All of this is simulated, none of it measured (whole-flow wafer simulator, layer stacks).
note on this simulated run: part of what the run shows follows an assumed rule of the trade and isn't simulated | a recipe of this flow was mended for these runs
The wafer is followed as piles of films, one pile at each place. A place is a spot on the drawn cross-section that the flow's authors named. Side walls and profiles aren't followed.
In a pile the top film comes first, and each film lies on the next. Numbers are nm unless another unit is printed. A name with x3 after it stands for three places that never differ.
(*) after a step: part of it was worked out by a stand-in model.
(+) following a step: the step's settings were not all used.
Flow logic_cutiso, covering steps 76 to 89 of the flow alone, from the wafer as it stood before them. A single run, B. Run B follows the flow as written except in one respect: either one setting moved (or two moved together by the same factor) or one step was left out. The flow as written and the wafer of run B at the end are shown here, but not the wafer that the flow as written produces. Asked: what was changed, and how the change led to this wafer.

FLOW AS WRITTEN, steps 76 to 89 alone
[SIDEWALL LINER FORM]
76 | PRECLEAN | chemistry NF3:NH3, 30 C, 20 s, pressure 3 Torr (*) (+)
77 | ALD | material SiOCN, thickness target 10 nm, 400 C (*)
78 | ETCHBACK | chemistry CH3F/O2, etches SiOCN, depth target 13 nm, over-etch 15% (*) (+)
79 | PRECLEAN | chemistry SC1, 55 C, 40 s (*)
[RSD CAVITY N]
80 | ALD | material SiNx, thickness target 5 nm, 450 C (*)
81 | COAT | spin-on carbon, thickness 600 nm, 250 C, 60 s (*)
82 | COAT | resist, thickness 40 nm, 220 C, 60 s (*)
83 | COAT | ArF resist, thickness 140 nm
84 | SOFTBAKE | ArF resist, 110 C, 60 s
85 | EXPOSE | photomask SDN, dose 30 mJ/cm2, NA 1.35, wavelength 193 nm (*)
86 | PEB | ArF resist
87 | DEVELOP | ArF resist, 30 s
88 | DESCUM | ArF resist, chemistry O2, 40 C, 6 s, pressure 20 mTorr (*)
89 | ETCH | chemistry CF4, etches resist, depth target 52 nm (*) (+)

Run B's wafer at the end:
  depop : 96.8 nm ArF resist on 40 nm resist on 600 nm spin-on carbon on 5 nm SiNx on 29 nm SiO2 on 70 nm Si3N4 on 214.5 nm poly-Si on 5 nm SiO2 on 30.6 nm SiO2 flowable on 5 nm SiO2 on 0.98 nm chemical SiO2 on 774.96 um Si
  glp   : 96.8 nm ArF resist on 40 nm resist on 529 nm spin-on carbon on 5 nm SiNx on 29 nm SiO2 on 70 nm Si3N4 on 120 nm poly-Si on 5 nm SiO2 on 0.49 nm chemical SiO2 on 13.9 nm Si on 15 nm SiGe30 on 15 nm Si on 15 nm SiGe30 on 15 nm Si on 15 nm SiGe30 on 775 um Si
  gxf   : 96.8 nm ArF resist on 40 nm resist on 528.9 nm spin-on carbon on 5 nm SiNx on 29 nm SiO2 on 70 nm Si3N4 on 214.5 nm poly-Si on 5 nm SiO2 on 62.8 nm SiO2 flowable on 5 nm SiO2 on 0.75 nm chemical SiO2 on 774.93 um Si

Cause: step 77, ALD: thickness target 12.2 nm was run, whereas the flow has thickness target 10 nm.

Step by step, how the change led to this:
  77 | ALD | material SiOCN, thickness target 10 nm, 400 C (*)
      depop, dpovl x3, gfld and 13 more: +12.2 SiOCN (new film) (it would be, as written: +10 SiOCN (new film))
  78 | ETCHBACK | chemistry CH3F/O2, etches SiOCN, depth target 13 nm, over-etch 15% (*) (+)
      depop, dpovl x3, gfld and 8 more: -12.2 SiOCN (all of it), -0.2 SiO2 (it would be, as written: -10 SiOCN (all of it), -0.75 SiO2)
      rsdn, rsdp, rsdw, rsdx: -12.2 SiOCN (all of it), -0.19 Si (it would be, as written: -10 SiOCN (all of it), -0.7 Si)
      (and at 1 other place as well)
  81 | COAT | spin-on carbon, thickness 600 nm, 250 C, 60 s (*)
      gfld, gxf, gxn, gxp: +528.9 spin-on carbon (new film) (it would be, as written: +516.3 spin-on carbon (new film))
      glp, plug, tap: +529 spin-on carbon (new film) (it would be, as written: +516.4 spin-on carbon (new film))
      (and at 5 other places as well)
